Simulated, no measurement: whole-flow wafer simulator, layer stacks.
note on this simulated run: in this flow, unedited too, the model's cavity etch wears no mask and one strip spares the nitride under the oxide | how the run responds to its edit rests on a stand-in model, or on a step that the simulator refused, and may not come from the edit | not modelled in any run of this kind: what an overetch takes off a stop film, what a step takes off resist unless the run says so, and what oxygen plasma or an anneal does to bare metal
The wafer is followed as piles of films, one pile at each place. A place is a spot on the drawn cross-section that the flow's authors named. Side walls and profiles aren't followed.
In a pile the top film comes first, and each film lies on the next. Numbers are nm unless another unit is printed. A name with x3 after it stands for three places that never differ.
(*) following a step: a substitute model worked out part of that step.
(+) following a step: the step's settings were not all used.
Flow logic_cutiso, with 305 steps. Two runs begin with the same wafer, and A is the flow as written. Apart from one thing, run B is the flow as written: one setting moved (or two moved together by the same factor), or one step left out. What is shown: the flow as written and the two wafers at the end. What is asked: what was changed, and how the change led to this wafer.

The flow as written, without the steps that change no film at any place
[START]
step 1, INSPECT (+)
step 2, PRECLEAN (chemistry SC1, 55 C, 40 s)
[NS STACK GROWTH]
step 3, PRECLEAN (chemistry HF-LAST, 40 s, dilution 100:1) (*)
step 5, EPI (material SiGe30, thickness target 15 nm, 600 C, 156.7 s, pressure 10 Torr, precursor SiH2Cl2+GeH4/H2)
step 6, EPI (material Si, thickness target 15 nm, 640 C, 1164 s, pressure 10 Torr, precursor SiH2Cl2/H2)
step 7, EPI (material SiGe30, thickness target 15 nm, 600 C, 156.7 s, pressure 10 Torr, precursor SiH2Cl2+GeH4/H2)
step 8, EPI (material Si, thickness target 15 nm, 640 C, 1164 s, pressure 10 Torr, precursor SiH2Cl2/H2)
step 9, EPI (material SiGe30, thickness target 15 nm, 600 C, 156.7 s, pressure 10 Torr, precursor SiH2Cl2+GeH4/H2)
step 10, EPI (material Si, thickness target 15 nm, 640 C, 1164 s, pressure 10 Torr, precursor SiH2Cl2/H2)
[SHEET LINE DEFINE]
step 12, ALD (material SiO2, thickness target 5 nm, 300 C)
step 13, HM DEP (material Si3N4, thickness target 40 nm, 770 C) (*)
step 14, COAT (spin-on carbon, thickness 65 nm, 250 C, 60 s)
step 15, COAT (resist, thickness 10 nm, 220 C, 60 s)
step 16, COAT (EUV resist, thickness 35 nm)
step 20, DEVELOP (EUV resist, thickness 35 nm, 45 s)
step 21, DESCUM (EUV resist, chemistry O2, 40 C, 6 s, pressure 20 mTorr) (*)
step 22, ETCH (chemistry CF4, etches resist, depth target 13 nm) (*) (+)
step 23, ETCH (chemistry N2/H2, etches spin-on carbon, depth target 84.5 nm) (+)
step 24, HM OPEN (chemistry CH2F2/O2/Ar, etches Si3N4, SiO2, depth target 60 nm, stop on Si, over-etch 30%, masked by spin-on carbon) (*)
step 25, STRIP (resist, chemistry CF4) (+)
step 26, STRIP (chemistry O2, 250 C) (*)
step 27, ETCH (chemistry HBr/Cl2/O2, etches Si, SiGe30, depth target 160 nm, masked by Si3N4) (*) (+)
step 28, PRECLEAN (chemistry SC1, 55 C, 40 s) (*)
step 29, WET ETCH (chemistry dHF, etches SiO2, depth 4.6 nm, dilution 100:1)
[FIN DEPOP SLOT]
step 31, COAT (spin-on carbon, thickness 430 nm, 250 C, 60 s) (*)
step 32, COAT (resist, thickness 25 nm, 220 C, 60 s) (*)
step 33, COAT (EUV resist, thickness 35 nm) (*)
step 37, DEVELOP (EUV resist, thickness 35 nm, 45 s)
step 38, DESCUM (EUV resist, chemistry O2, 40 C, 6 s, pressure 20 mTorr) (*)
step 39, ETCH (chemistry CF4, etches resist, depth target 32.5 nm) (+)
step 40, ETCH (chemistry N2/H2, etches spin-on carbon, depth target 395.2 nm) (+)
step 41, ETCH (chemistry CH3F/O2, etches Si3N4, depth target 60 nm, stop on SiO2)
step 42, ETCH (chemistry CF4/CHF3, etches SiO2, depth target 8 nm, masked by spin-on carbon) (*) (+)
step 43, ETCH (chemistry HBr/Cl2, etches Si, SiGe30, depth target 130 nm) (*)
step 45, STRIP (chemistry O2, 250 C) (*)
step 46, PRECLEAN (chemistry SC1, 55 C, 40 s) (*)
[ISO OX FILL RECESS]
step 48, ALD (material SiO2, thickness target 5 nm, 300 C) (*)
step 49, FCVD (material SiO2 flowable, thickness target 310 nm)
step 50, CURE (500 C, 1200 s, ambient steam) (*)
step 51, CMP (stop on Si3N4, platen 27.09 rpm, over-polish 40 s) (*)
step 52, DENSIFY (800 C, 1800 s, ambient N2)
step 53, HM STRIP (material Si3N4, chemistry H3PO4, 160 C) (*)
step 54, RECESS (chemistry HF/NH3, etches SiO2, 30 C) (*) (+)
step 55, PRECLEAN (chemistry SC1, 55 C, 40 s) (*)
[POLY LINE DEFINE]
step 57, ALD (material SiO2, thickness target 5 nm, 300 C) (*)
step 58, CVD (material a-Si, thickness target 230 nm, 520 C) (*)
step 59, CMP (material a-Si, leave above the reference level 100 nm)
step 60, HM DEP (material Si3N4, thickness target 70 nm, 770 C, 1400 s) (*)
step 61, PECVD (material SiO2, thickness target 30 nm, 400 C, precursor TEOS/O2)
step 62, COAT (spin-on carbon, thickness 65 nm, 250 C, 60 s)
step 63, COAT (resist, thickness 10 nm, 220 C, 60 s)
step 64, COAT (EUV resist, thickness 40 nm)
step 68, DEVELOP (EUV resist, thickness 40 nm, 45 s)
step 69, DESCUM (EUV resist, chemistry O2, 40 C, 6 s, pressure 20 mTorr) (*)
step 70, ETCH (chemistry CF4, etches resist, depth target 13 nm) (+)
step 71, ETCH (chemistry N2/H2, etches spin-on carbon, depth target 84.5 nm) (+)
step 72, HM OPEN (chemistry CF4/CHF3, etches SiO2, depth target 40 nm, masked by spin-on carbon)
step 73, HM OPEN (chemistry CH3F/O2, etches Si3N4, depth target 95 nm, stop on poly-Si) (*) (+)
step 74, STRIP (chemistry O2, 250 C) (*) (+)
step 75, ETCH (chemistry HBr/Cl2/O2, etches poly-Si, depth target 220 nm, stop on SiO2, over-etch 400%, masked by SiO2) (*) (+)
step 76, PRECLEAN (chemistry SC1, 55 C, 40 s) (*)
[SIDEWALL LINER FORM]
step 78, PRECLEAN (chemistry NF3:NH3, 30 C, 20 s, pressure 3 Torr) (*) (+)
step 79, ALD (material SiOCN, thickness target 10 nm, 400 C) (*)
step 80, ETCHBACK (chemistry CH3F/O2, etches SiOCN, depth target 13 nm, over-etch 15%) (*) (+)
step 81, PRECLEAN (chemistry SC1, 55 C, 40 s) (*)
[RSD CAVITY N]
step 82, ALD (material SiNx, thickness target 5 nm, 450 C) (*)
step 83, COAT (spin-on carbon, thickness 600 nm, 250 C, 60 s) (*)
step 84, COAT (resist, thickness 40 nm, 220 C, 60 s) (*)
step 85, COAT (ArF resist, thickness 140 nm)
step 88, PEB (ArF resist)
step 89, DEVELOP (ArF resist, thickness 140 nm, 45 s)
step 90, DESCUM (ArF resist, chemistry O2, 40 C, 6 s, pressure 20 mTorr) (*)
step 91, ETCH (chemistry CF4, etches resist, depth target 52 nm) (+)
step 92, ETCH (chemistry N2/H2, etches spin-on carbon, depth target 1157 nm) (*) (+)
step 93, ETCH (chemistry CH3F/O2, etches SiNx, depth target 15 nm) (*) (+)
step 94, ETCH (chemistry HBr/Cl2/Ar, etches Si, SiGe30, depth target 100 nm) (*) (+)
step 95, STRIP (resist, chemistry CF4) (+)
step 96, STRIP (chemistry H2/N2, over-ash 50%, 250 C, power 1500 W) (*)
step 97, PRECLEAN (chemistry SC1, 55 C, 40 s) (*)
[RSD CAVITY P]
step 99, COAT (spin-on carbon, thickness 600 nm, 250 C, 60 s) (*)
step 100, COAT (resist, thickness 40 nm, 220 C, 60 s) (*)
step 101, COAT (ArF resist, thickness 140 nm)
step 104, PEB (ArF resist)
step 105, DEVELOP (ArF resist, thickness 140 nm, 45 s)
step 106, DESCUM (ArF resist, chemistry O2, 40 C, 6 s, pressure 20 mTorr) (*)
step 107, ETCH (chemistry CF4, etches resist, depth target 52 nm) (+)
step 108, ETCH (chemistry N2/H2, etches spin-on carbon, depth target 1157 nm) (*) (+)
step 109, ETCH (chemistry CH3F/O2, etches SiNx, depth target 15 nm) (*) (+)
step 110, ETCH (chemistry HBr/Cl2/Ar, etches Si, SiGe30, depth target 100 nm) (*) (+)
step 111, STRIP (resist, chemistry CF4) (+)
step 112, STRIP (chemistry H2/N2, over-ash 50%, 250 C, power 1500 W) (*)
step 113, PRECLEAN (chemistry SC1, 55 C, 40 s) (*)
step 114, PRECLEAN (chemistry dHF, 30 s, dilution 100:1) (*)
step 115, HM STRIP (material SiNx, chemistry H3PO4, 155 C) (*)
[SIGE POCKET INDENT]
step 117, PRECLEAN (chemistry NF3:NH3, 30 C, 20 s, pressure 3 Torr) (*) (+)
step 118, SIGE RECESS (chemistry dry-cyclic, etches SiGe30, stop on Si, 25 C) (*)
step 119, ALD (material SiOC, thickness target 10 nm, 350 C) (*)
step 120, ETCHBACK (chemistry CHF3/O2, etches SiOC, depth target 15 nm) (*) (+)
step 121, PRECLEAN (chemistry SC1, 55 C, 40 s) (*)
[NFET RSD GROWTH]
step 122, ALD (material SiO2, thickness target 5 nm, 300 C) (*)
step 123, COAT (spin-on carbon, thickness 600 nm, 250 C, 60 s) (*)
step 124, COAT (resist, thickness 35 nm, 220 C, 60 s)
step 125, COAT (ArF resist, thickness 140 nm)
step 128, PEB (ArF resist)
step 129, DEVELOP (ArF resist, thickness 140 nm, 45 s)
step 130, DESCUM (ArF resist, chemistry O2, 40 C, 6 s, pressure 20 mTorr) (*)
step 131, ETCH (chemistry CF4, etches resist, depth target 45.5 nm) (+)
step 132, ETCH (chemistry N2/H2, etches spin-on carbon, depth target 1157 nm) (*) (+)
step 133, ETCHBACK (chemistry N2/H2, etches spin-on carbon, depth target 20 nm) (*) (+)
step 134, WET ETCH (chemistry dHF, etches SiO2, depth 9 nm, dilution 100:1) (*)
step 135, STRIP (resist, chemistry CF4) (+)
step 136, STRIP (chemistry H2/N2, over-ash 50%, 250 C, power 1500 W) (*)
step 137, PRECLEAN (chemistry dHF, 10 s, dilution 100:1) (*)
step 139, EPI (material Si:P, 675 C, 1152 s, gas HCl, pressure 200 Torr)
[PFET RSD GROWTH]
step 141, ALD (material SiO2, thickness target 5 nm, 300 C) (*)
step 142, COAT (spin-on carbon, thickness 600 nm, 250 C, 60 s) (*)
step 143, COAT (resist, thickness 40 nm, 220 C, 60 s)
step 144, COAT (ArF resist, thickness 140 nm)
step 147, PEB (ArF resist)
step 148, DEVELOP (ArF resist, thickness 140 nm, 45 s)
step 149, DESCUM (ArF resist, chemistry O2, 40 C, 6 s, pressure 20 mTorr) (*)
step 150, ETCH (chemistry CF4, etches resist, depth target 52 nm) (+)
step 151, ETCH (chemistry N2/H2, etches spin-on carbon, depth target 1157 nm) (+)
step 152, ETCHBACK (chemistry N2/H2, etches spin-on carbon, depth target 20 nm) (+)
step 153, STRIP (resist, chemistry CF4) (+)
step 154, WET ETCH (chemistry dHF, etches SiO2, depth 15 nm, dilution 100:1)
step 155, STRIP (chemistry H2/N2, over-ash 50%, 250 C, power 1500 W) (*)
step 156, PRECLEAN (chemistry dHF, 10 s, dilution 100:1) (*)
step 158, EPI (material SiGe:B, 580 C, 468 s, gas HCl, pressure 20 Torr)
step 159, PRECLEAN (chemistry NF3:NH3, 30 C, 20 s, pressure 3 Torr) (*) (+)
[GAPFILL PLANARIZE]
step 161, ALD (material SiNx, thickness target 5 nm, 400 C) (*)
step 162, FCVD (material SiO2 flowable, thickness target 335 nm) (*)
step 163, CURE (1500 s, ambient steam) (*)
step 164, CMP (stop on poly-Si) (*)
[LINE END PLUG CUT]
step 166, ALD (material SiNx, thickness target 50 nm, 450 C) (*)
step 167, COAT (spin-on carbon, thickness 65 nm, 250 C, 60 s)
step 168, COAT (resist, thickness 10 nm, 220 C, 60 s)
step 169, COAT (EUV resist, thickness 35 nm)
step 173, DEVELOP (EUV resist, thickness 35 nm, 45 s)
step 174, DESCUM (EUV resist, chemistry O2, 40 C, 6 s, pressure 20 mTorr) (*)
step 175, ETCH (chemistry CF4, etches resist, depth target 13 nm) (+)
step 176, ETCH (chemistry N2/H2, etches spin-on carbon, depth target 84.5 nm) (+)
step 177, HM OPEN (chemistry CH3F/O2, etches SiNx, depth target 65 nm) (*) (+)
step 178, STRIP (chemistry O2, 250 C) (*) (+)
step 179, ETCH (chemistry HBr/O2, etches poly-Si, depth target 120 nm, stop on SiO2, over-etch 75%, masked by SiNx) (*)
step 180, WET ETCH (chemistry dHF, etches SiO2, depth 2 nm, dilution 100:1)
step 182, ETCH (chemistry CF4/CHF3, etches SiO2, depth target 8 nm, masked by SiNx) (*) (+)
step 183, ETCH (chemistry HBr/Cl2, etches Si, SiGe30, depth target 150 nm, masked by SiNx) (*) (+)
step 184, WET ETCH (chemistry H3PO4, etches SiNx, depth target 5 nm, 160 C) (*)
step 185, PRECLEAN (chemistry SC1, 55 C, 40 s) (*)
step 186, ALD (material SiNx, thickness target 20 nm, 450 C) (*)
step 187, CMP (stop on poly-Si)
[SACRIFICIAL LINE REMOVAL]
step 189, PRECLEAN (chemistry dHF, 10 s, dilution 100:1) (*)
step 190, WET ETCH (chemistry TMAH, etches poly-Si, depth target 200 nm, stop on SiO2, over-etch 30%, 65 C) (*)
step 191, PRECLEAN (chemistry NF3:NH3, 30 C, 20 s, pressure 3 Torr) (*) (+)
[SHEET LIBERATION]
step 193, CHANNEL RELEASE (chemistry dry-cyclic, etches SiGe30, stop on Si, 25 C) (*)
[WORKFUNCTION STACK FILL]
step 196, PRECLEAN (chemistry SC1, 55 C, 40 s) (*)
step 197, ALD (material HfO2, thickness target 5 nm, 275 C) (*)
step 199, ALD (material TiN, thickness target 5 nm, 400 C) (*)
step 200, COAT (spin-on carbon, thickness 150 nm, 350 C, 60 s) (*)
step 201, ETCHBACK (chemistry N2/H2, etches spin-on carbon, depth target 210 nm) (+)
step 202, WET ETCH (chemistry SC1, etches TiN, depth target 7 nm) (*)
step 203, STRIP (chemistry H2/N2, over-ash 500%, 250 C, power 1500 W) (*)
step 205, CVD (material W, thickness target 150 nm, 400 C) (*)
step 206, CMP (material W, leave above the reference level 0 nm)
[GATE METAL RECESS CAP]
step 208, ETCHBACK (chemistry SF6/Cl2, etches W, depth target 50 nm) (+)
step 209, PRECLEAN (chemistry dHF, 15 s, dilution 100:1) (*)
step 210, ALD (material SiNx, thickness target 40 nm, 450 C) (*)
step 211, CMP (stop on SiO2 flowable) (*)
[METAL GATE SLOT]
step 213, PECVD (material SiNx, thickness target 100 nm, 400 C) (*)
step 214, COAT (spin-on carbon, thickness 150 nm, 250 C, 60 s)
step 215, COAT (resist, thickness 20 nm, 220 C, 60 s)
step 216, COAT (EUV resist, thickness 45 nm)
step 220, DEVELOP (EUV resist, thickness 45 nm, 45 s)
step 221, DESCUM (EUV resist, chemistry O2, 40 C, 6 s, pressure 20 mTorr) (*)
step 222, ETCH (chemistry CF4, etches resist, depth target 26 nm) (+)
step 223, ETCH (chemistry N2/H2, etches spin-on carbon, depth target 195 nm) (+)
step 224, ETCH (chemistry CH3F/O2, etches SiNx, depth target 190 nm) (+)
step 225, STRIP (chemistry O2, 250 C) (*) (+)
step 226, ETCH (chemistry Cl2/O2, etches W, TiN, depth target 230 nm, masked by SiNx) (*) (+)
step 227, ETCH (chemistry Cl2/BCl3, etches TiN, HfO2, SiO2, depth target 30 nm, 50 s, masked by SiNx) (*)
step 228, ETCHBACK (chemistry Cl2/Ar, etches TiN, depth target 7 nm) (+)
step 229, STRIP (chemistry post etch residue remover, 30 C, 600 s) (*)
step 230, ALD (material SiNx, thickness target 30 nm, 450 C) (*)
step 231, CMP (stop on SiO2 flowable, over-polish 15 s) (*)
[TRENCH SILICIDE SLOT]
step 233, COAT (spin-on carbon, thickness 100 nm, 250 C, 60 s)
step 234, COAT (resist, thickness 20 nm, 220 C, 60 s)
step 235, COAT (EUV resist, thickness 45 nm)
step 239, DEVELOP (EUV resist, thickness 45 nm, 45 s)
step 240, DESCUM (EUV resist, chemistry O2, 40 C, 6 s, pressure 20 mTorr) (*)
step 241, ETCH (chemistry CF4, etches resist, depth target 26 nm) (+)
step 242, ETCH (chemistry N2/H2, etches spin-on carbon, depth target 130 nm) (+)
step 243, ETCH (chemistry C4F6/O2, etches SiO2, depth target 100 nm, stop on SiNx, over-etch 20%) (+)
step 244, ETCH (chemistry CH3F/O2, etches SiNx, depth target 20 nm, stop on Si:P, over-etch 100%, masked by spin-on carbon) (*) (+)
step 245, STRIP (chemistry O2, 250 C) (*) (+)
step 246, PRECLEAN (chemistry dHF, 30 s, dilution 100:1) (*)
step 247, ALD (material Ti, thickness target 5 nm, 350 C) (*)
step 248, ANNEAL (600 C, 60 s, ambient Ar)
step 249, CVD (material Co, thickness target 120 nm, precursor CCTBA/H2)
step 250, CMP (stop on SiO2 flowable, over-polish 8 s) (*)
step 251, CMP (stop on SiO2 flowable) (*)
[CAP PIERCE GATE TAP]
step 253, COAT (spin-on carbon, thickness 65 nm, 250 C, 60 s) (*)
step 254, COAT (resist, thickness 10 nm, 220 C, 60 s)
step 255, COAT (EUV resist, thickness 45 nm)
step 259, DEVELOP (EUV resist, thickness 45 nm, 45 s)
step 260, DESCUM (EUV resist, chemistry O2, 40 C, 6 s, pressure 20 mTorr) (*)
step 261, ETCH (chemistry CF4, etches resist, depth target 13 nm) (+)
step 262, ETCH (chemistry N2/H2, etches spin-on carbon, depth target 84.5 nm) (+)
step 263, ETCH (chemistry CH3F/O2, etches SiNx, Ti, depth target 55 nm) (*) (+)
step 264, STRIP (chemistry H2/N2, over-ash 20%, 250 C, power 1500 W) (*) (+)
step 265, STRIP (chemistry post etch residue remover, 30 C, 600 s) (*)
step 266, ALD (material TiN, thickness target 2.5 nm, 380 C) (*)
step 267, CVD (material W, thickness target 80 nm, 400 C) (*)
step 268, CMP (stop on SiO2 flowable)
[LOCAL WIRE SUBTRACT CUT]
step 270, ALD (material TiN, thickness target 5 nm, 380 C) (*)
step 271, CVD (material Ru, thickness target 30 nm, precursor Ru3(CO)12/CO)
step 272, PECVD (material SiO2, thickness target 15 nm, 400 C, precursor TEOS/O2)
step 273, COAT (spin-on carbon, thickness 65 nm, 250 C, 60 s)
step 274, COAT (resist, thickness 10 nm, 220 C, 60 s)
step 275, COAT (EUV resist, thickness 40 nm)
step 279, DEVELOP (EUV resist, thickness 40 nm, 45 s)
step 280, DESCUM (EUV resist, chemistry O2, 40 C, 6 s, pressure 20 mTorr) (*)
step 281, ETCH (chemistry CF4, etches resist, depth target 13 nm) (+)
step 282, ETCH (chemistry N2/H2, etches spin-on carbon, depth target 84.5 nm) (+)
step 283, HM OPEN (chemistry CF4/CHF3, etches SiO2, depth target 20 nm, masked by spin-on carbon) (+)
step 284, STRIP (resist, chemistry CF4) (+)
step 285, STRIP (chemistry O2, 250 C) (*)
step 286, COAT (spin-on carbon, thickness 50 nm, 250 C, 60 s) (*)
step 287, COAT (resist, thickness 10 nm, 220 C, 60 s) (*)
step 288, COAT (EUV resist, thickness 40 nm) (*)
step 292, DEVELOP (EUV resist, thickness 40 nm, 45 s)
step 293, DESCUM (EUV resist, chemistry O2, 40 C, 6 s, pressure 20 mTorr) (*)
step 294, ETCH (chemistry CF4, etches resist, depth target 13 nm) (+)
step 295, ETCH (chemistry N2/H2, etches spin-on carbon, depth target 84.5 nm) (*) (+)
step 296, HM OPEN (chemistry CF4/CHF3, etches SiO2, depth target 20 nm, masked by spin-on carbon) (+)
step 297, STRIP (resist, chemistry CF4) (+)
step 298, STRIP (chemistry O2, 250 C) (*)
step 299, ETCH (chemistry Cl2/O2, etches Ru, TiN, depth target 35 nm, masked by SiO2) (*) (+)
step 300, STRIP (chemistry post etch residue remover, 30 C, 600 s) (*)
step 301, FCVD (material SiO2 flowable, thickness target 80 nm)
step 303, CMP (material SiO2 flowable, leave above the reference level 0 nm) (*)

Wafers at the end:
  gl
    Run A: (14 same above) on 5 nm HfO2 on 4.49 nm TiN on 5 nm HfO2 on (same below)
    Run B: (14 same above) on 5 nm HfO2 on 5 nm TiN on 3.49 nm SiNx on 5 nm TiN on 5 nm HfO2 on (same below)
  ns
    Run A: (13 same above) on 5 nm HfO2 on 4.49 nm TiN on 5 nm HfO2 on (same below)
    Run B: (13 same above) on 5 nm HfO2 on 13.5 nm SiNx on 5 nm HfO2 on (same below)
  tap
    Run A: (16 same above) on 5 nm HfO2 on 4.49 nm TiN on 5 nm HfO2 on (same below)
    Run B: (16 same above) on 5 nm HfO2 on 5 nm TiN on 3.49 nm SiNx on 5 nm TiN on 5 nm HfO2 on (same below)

What caused this: step 7, EPI: thickness target 24 nm was run, though the flow has thickness target 15 nm; step 7, EPI: 250.7 s was run, where the flow has 156.7 s.

The path from the change to this, step by step:
  step 7, EPI (material SiGe30, thickness target 15 nm, 600 C, 156.7 s, pressure 10 Torr, precursor SiH2Cl2+GeH4/H2)
      depop, dpovl, gfld and 19 more: A +15 SiGe30 (new film) | B +24 SiGe30 (new film)
  step 27, ETCH (chemistry HBr/Cl2/O2, etches Si, SiGe30, depth target 160 nm, masked by Si3N4) (*) (+)
      gfld, gxf, iso, lnri: A -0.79 chemical SiO2 (all of it), -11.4 Si (all of it), -15 SiGe30 (all of it), -15 Si (all of it), -15 SiGe30 (all of it), -15 Si (all of it), -15 SiGe30 (all of it), -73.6 Si | B -0.79 chemical SiO2 (all of it), -11.4 Si (all of it), -15 SiGe30 (all of it), -15 Si (all of it), -24 SiGe30 (all of it), -15 Si (all of it), -15 SiGe30 (all of it), -64.6 Si
      dpovl, nsgap: A -0.79 chemical SiO2 (all of it), -11.8 Si (all of it), -15 SiGe30 (all of it), -15 Si (all of it), -15 SiGe30 (all of it), -15 Si (all of it), -15 SiGe30 (all of it), -73.2 Si | B -0.79 chemical SiO2 (all of it), -11.8 Si (all of it), -15 SiGe30 (all of it), -15 Si (all of it), -24 SiGe30 (all of it), -15 Si (all of it), -15 SiGe30 (all of it), -64.2 Si
      (as well as at 1 more place)
  step 43, ETCH (chemistry HBr/Cl2, etches Si, SiGe30, depth target 130 nm) (*)
      depop: A -14 Si (all of it), -15 SiGe30 (all of it), -15 Si (all of it), -15 SiGe30 (all of it), -15 Si (all of it), -15 SiGe30 (all of it), -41 Si | B -14 Si (all of it), -15 SiGe30 (all of it), -15 Si (all of it), -24 SiGe30 (all of it), -15 Si (all of it), -15 SiGe30 (all of it), -32 Si
  step 94, ETCH (chemistry HBr/Cl2/Ar, etches Si, SiGe30, depth target 100 nm) (*) (+)
      rsdn, rsdx: A -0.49 chemical SiO2 (all of it), -12.8 Si (all of it), -15 SiGe30 (all of it), -15 Si (all of it), -15 SiGe30 (all of it), -15 Si (all of it), -15 SiGe30 (all of it), -12.2 Si | B -0.49 chemical SiO2 (all of it), -12.8 Si (all of it), -15 SiGe30 (all of it), -15 Si (all of it), -24 SiGe30 (all of it), -15 Si (all of it), -15 SiGe30 (all of it), -3.16 Si
  step 110, ETCH (chemistry HBr/Cl2/Ar, etches Si, SiGe30, depth target 100 nm) (*) (+)
      rsdp, rsdw: A -0.49 chemical SiO2 (all of it), -12.8 Si (all of it), -15 SiGe30 (all of it), -15 Si (all of it), -15 SiGe30 (all of it), -15 Si (all of it), -15 SiGe30 (all of it), -12.2 Si | B -0.49 chemical SiO2 (all of it), -12.8 Si (all of it), -15 SiGe30 (all of it), -15 Si (all of it), -24 SiGe30 (all of it), -15 Si (all of it), -15 SiGe30 (all of it), -3.16 Si
  step 118, SIGE RECESS (chemistry dry-cyclic, etches SiGe30, stop on Si, 25 C) (*)
      lnr, lnrp, lnrt: A -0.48 SiOCN, -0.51 Si, +16 cavity (new film), -15 SiGe30 (all of it), -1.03 Si, +16 cavity (new film), -15 SiGe30 (all of it), -1.03 Si, +16 cavity (new film), -15 SiGe30 (all of it), -0.51 Si | B -0.48 SiOCN, -0.51 Si, +16 cavity (new film), -15 SiGe30 (all of it), -1.03 Si, +25 cavity (new film), -24 SiGe30 (all of it), -1.03 Si, +16 cavity (new film), -15 SiGe30 (all of it), -0.51 Si
  step 119, ALD (material SiOC, thickness target 10 nm, 350 C) (*)
      lnr, lnrp, lnrt: A +10 SiOC (new film), +16 SiOC (new film), -16 cavity (all of it), +16 SiOC (new film), -16 cavity (all of it), +16 SiOC (new film), -16 cavity (all of it) | B +10 SiOC (new film), +16 SiOC (new film), -16 cavity (all of it), +25 SiOC (new film), -25 cavity (all of it), +16 SiOC (new film), -16 cavity (all of it)
  step 183, ETCH (chemistry HBr/Cl2, etches Si, SiGe30, depth target 150 nm, masked by SiNx) (*) (+)
      plug: A -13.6 Si (all of it), -15 SiGe30 (all of it), -15 Si (all of it), -15 SiGe30 (all of it), -15 Si (all of it), -15 SiGe30 (all of it), -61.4 Si | B -13.6 Si (all of it), -15 SiGe30 (all of it), -15 Si (all of it), -24 SiGe30 (all of it), -15 Si (all of it), -15 SiGe30 (all of it), -52.4 Si
  step 193, CHANNEL RELEASE (chemistry dry-cyclic, etches SiGe30, stop on Si, 25 C) (*)
      gl, glp, gxn, gxp, ns, tap: A +0.8 chemical SiO2 (new film), -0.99 Si, +0.8 chemical SiO2 (new film), +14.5 cavity (new film), +0.8 chemical SiO2 (new film), -15 SiGe30 (all of it), -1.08 Si, +0.8 chemical SiO2 (new film), +14.5 cavity (new film), +0.8 chemical SiO2 (new film), -15 SiGe30 (all of it), -1.08 Si, +0.8 chemical SiO2 (new film), +14.5 cavity (new film), +0.8 chemical SiO2 (new film), -15 SiGe30 (all of it), -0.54 Si | B +0.8 chemical SiO2 (new film), -0.99 Si, +0.8 chemical SiO2 (new film), +14.5 cavity (new film), +0.8 chemical SiO2 (new film), -15 SiGe30 (all of it), -1.08 Si, +0.8 chemical SiO2 (new film), +23.5 cavity (new film), +0.8 chemical SiO2 (new film), -24 SiGe30 (all of it), -1.08 Si, +0.8 chemical SiO2 (new film), +14.5 cavity (new film), +0.8 chemical SiO2 (new film), -15 SiGe30 (all of it), -0.54 Si
  step 199, ALD (material TiN, thickness target 5 nm, 400 C) (*)
      gl, glp, tap: A +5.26 TiN (new film), +4.49 TiN (new film), -4.49 cavity (all of it), +4.49 TiN (new film), -4.49 cavity (all of it), +4.49 TiN (new film), -4.49 cavity (all of it) | B +5.26 TiN (new film), +4.49 TiN (new film), -4.49 cavity (all of it), +5 TiN (new film), -10 cavity, +5 TiN (new film), +4.49 TiN (new film), -4.49 cavity (all of it)
      gxn, gxp, ns: A +5 TiN (new film), +4.49 TiN (new film), -4.49 cavity (all of it), +4.49 TiN (new film), -4.49 cavity (all of it), +4.49 TiN (new film), -4.49 cavity (all of it) | B +5 TiN (new film), +4.49 TiN (new film), -4.49 cavity (all of it), +5 TiN (new film), -10 cavity, +5 TiN (new film), +4.49 TiN (new film), -4.49 cavity (all of it)
  step 202, WET ETCH (chemistry SC1, etches TiN, depth target 7 nm) (*)
      ns: A -5 TiN (all of it) | B -5 TiN (all of it), -5 TiN (all of it), +10 cavity, -5 TiN (all of it)
  step 210, ALD (material SiNx, thickness target 40 nm, 450 C) (*)
      gl, glp, gxn, gxp, tap: A +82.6 SiNx (new film) | B +82.6 SiNx (new film), +3.49 SiNx (new film), -3.49 cavity (all of it)
      ns: A +40 SiNx (new film) | B +40 SiNx (new film), +13.5 SiNx (new film), -13.5 cavity (all of it)
If metal films that touch count as one body, gl has 5 bodies (between them, from the top down: HfO2 5 / chemical SiO2 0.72 / Si 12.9 / chemical SiO2 0.8 / HfO2 5; HfO2 5 / chemical SiO2 0.8 / Si 13.9 / chemical SiO2 0.8 / HfO2 5; SiNx 3.49; HfO2 5 / chemical SiO2 0.8 / Si 13.9 / chemical SiO2 0.8 / HfO2 5); the flow as written gives 4 bodies (between them, from the top down: HfO2 5 / chemical SiO2 0.72 / Si 12.9 / chemical SiO2 0.8 / HfO2 5; HfO2 5 / chemical SiO2 0.8 / Si 13.9 / chemical SiO2 0.8 / HfO2 5; HfO2 5 / chemical SiO2 0.8 / Si 13.9 / chemical SiO2 0.8 / HfO2 5).
If metal films that touch count as one body, ns has 3 bodies (between them, from the top down: HfO2 5 / chemical SiO2 0.72 / Si 12.9 / chemical SiO2 0.8 / HfO2 5; HfO2 5 / chemical SiO2 0.8 / Si 13.9 / chemical SiO2 0.8 / HfO2 5 / SiNx 13.5 / HfO2 5 / chemical SiO2 0.8 / Si 13.9 / chemical SiO2 0.8 / HfO2 5); the flow as written gives 4 bodies (between them, from the top down: HfO2 5 / chemical SiO2 0.72 / Si 12.9 / chemical SiO2 0.8 / HfO2 5; HfO2 5 / chemical SiO2 0.8 / Si 13.9 / chemical SiO2 0.8 / HfO2 5; HfO2 5 / chemical SiO2 0.8 / Si 13.9 / chemical SiO2 0.8 / HfO2 5).
If metal films that touch count as one body, tap has 5 bodies (between them, from the top down: HfO2 5 / chemical SiO2 0.72 / Si 12.9 / chemical SiO2 0.8 / HfO2 5; HfO2 5 / chemical SiO2 0.8 / Si 13.9 / chemical SiO2 0.8 / HfO2 5; SiNx 3.49; HfO2 5 / chemical SiO2 0.8 / Si 13.9 / chemical SiO2 0.8 / HfO2 5); the flow as written gives 4 bodies (between them, from the top down: HfO2 5 / chemical SiO2 0.72 / Si 12.9 / chemical SiO2 0.8 / HfO2 5; HfO2 5 / chemical SiO2 0.8 / Si 13.9 / chemical SiO2 0.8 / HfO2 5; HfO2 5 / chemical SiO2 0.8 / Si 13.9 / chemical SiO2 0.8 / HfO2 5).
